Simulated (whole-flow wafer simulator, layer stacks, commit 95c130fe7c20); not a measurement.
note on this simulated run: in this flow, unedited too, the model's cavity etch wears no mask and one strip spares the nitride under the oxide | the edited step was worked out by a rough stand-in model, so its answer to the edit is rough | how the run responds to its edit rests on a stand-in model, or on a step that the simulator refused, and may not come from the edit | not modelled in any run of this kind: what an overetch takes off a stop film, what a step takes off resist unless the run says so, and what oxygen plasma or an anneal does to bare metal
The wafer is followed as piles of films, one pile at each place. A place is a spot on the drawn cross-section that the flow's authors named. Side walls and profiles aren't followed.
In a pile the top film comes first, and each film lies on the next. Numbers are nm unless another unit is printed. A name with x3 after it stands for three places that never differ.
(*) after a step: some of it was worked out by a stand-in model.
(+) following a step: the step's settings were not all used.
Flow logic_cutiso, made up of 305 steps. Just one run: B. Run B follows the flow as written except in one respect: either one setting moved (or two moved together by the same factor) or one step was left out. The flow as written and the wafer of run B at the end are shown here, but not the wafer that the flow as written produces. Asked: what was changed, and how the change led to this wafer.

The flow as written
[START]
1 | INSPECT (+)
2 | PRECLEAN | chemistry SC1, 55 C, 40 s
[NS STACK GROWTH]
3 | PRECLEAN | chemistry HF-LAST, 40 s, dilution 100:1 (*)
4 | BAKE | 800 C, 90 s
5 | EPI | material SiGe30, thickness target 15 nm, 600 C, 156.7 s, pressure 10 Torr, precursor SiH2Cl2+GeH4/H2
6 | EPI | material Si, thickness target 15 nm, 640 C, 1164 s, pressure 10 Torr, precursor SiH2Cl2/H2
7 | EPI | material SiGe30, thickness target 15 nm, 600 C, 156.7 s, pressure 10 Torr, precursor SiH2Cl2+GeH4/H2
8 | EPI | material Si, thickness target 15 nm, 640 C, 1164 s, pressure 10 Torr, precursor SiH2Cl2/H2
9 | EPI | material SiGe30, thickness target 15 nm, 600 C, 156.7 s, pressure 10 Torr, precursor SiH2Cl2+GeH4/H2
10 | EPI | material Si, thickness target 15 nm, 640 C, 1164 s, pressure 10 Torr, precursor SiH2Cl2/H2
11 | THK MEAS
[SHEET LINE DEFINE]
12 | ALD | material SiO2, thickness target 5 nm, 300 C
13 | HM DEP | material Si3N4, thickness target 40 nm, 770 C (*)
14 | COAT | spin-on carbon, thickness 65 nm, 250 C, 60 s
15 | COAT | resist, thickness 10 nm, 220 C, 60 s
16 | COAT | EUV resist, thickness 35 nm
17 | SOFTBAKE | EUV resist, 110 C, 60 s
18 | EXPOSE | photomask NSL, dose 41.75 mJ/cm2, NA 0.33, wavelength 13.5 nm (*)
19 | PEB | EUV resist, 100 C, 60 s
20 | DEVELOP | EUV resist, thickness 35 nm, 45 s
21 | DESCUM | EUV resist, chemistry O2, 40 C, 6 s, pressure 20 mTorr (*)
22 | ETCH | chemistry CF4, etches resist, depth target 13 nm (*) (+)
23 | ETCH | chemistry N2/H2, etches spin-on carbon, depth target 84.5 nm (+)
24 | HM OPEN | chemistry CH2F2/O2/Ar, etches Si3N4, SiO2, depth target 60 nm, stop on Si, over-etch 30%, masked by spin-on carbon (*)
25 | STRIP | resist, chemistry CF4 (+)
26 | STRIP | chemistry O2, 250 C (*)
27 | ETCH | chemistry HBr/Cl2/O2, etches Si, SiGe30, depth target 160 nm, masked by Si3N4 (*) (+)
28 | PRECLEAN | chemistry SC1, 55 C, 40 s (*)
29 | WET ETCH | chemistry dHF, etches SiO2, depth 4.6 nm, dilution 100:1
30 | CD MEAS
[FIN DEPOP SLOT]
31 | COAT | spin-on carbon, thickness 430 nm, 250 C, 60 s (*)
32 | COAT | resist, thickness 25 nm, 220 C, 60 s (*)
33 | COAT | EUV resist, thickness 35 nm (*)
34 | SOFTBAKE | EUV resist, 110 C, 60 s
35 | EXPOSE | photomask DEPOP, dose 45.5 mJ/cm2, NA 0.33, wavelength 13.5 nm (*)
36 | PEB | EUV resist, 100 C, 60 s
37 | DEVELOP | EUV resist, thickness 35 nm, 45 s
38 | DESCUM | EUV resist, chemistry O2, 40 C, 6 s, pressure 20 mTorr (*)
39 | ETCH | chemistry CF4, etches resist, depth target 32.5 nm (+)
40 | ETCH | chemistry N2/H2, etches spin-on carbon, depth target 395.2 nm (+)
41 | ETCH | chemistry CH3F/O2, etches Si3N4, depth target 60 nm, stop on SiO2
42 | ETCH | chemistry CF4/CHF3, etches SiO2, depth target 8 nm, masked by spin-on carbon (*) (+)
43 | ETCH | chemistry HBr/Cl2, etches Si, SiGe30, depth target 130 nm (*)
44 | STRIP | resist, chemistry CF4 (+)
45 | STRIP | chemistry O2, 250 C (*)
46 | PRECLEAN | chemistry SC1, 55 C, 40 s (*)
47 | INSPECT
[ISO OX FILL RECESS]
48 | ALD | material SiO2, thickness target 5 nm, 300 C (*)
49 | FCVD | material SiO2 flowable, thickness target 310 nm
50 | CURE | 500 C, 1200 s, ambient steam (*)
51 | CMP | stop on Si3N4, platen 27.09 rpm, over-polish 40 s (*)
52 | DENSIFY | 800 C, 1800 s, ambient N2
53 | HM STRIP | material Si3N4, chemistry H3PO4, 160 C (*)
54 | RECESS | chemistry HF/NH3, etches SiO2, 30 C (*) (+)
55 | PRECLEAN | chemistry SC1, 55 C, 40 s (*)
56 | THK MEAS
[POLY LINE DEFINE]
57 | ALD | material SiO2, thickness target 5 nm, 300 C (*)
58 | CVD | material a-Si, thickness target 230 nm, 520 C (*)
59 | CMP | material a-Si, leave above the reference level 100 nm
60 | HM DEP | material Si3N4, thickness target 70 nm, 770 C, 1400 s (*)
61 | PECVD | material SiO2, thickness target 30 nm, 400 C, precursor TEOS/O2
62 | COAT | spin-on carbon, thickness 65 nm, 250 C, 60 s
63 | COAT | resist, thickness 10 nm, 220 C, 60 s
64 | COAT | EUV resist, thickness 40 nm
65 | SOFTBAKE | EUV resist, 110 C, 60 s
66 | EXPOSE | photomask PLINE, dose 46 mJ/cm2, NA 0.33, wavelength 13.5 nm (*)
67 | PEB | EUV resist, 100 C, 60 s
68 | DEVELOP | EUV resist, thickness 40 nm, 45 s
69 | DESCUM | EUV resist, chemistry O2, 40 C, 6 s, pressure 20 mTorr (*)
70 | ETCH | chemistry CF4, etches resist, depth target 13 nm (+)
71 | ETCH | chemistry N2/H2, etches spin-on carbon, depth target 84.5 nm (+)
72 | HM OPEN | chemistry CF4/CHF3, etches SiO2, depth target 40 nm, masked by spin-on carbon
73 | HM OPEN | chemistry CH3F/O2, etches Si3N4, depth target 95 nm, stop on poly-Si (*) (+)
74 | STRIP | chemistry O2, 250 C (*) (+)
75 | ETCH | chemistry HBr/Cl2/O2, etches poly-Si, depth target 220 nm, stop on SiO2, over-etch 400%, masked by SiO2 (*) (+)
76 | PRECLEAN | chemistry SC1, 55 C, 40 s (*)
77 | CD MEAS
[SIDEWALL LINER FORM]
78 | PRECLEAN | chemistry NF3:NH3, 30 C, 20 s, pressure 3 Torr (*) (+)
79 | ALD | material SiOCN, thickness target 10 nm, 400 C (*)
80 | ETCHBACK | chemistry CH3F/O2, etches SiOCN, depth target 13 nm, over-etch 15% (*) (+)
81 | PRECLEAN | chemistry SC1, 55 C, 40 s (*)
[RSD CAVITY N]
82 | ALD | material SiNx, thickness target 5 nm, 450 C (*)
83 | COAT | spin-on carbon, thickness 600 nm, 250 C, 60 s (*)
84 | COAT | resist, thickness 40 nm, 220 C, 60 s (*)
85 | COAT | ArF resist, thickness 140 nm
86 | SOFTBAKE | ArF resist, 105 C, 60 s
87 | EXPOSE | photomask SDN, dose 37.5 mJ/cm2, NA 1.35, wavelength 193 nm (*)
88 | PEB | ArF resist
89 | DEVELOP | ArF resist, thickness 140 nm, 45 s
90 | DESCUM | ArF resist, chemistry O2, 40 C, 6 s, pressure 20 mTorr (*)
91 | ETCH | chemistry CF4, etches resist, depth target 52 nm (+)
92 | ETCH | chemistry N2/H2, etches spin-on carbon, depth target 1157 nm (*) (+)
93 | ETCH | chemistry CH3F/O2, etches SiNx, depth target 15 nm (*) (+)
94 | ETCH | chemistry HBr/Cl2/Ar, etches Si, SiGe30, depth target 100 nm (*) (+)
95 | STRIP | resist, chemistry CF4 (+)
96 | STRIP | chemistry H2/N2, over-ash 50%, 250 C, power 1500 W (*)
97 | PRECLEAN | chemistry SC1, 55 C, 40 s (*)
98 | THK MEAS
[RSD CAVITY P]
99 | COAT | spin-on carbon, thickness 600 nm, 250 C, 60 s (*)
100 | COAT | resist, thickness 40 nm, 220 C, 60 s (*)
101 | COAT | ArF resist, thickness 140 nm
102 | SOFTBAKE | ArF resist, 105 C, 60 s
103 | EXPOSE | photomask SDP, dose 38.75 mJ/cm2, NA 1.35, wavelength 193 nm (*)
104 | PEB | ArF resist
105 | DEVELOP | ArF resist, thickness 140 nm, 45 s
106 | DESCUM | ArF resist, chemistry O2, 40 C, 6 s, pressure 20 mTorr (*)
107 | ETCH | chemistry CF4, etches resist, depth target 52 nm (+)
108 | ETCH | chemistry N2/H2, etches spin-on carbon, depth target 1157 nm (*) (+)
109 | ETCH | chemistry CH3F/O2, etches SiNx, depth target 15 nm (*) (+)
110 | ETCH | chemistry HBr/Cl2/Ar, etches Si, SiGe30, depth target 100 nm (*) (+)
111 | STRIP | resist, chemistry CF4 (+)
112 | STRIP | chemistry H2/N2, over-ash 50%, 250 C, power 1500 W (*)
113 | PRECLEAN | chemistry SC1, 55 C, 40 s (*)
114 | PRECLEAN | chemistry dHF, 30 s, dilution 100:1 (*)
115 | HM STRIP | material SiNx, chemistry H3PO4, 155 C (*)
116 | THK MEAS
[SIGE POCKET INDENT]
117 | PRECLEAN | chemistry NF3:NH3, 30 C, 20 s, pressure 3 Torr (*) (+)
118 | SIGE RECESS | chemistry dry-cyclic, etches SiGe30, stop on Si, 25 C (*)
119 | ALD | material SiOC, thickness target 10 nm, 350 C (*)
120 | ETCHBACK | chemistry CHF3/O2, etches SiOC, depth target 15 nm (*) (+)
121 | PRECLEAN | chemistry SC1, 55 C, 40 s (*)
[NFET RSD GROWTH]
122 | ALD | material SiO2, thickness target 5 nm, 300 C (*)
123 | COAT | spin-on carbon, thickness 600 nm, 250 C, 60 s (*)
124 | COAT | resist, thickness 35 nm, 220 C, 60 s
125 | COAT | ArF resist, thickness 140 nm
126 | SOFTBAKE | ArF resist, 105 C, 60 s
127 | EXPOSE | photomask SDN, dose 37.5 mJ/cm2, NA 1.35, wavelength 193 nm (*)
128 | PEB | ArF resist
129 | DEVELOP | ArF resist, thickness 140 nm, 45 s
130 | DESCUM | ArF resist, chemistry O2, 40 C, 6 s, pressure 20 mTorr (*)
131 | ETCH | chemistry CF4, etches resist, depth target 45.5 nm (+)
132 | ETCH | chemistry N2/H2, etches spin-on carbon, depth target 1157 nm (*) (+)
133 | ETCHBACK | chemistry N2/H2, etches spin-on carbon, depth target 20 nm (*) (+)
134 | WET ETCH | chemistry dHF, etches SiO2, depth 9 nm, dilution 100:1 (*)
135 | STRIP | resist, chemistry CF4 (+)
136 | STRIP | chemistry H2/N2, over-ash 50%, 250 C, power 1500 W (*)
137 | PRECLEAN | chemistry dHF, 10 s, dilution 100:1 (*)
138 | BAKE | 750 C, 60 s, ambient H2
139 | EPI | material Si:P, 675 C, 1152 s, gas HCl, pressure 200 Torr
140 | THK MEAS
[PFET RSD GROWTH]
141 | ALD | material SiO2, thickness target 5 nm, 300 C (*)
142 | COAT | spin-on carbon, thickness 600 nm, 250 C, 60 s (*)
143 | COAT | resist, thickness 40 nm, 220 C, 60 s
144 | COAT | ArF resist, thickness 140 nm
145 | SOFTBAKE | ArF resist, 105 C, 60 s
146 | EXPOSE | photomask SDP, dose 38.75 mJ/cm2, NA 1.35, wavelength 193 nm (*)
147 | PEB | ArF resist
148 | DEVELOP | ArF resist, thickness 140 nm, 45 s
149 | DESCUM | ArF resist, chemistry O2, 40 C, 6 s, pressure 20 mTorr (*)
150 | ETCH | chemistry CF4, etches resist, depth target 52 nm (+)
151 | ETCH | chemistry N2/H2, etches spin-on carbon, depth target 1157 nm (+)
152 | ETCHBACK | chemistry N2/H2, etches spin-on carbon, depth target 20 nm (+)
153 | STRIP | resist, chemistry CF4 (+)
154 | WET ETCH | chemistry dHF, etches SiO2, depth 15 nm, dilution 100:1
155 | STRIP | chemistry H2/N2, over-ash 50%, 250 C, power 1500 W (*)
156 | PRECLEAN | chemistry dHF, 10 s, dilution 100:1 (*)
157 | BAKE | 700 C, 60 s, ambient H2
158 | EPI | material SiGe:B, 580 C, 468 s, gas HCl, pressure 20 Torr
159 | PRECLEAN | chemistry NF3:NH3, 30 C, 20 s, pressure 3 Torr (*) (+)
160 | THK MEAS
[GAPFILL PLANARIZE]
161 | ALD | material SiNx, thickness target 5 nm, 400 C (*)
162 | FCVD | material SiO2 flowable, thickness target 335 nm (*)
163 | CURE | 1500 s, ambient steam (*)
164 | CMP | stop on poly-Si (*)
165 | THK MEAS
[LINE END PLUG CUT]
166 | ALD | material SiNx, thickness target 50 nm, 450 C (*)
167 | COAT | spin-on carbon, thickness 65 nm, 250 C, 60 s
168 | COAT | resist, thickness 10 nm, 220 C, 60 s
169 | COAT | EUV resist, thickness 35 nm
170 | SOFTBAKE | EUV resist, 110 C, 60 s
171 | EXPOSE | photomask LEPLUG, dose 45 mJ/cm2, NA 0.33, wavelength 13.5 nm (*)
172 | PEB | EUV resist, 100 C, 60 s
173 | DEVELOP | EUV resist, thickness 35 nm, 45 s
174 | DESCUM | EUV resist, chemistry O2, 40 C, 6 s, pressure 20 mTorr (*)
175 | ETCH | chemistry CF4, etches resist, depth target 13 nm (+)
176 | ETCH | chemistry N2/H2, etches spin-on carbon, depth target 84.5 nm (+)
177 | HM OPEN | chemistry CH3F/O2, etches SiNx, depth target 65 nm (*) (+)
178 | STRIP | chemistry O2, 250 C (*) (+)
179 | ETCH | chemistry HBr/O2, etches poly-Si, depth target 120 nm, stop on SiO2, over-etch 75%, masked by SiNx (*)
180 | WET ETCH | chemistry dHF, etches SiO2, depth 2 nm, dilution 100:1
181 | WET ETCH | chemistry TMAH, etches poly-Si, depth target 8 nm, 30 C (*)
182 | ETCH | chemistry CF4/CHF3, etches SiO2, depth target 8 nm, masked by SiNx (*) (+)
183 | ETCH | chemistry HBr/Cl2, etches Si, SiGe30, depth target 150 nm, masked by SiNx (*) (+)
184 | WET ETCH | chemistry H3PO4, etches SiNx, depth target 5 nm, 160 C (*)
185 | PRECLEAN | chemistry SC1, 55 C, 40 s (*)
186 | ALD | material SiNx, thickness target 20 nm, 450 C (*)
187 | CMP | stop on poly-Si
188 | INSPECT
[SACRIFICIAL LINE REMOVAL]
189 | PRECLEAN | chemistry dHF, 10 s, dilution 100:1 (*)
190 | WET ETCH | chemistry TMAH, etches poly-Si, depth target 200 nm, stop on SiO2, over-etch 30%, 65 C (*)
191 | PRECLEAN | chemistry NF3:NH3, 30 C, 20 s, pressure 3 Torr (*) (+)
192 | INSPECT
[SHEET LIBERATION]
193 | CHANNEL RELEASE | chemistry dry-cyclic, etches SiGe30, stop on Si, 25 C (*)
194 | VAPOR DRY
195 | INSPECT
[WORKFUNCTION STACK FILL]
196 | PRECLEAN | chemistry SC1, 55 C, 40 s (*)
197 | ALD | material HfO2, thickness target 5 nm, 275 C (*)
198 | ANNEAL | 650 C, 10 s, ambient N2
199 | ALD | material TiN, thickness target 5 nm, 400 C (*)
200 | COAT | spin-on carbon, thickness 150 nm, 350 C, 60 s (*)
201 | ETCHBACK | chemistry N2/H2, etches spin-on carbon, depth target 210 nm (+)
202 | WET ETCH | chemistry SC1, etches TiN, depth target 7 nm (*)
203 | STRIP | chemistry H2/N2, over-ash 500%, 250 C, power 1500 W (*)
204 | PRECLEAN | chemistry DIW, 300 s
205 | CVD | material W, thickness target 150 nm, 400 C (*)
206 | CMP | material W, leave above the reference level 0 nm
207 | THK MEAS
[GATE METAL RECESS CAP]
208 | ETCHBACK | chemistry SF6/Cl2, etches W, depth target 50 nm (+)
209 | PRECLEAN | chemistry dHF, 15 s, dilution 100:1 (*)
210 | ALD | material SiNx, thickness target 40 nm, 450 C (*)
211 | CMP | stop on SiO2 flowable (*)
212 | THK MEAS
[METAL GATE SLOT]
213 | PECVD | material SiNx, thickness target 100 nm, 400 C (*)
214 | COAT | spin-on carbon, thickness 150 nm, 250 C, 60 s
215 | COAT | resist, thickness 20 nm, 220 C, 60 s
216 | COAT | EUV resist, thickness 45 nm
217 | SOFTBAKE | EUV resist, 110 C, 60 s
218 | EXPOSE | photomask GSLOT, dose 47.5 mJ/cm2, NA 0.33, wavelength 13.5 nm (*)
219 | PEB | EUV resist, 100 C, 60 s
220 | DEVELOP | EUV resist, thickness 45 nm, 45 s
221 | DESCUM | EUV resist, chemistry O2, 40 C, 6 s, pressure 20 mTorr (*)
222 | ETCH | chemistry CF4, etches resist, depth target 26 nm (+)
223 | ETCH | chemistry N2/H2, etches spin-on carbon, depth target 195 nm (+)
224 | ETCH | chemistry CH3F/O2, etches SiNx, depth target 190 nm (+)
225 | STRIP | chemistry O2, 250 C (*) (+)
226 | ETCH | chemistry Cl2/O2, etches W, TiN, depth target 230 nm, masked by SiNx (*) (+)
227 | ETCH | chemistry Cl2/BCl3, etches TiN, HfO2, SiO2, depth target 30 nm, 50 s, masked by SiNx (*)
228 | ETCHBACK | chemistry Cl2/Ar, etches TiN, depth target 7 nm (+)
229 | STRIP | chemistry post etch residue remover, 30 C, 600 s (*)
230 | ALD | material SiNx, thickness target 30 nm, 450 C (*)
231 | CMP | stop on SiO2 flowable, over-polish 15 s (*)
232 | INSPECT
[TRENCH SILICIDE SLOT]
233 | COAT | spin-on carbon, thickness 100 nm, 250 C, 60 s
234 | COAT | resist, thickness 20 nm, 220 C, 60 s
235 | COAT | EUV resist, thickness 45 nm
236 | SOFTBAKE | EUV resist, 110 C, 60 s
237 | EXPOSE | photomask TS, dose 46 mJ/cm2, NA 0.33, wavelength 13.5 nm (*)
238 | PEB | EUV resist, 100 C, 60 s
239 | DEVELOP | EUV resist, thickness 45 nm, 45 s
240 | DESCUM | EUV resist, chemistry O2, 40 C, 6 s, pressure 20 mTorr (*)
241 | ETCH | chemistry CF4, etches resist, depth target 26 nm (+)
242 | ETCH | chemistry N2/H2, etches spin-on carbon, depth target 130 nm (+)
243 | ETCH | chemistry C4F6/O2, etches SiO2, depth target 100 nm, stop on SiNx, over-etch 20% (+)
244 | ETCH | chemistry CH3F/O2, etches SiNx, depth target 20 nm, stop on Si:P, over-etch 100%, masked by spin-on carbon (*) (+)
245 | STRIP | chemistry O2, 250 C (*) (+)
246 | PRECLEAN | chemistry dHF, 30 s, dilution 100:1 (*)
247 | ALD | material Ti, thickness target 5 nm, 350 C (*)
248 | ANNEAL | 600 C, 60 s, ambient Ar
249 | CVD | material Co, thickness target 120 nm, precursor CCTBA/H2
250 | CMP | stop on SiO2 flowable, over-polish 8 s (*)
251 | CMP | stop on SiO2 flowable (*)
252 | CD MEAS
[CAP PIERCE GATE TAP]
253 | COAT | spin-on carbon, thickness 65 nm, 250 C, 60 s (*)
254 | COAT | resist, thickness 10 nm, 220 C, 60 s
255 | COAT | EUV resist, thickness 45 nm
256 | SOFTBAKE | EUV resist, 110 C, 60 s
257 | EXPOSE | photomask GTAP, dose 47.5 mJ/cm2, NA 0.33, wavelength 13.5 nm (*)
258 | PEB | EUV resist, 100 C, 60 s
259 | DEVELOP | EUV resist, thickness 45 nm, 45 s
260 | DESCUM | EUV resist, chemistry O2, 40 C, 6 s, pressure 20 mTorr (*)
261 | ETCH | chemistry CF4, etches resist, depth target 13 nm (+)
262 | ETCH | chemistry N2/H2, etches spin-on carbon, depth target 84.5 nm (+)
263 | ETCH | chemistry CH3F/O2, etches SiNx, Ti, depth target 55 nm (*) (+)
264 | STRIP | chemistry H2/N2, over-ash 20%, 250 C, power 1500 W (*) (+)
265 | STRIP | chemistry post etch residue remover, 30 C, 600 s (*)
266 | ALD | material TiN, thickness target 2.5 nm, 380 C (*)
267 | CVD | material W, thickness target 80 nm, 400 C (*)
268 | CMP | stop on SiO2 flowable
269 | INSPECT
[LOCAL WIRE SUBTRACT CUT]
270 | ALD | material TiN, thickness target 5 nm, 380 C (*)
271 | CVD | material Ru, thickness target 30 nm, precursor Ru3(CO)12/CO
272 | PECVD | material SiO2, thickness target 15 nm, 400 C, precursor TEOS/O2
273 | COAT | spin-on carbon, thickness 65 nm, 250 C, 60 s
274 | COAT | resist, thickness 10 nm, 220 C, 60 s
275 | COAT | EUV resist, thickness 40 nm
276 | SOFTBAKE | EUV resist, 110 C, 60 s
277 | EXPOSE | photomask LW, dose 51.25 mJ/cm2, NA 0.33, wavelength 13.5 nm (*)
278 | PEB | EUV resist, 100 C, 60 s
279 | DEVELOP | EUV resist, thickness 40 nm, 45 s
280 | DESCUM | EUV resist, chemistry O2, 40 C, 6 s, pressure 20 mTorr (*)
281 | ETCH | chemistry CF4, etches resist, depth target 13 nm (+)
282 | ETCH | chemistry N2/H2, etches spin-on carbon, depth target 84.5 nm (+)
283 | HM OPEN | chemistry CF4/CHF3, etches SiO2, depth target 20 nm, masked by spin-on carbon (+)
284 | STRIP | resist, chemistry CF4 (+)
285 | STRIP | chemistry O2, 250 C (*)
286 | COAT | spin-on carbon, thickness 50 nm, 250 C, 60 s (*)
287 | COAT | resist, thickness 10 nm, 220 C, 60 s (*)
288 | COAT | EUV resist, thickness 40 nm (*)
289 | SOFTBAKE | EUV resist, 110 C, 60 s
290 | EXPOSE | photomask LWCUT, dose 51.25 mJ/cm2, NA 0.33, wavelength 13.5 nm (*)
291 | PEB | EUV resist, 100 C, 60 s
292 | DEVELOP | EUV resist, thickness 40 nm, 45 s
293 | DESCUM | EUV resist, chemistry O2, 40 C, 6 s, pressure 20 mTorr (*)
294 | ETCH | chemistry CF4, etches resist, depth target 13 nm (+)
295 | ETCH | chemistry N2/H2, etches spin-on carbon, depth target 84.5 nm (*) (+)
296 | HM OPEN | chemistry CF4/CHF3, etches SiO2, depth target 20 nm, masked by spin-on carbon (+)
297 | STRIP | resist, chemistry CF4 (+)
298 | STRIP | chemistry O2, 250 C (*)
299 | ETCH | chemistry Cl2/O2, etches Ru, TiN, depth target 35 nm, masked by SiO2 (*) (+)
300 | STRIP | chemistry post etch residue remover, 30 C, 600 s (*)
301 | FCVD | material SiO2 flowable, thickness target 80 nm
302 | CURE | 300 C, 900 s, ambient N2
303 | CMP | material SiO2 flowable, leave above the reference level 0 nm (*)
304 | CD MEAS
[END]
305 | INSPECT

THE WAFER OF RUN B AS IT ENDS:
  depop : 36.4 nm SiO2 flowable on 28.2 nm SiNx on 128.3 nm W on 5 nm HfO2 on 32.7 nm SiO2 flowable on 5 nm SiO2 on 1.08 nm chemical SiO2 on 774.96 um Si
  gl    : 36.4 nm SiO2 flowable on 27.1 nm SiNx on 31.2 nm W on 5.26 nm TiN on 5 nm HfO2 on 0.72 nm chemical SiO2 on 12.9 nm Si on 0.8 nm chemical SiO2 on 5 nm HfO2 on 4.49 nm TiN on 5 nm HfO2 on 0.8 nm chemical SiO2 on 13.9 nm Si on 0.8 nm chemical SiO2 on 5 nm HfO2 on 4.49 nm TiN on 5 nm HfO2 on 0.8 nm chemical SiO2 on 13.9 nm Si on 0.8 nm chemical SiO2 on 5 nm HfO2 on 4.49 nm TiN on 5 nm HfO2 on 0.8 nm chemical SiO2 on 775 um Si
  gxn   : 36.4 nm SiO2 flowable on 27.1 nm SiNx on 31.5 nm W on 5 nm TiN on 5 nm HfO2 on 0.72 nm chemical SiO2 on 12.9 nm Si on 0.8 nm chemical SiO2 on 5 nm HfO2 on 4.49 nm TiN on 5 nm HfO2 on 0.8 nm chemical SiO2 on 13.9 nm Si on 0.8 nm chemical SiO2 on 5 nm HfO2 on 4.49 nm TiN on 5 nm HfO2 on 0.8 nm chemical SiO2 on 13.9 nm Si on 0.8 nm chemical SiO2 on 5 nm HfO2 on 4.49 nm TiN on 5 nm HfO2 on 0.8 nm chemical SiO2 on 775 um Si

What caused this: step 299, ETCH: depth target 54.2 nm was run, whereas the flow has depth target 35 nm.

Step by step, how the change led to this:
  299 | ETCH | chemistry Cl2/O2, etches Ru, TiN, depth target 35 nm, masked by SiO2 (*) (+)
      depop, dpovl, gfld and 9 more: Ru loses 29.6 (all of it), TiN loses 5 (all of it), SiNx loses 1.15 (it would be, as written: Ru loses 29.6 (all of it), TiN loses 5 (all of it))
      iso, rsdx: Ru loses 29.6 (all of it), TiN loses 5 (all of it), SiO2 flowable loses 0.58 (it would be, as written: Ru loses 29.6 (all of it), TiN loses 5 (all of it))
      (also at 5 further places)
  303 | CMP | material SiO2 flowable, leave above the reference level 0 nm (*)
      depop, dpovl, isow, ns, nsgap: SiO2 flowable loses 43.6 (it would be, as written: SiO2 flowable loses 44.7)
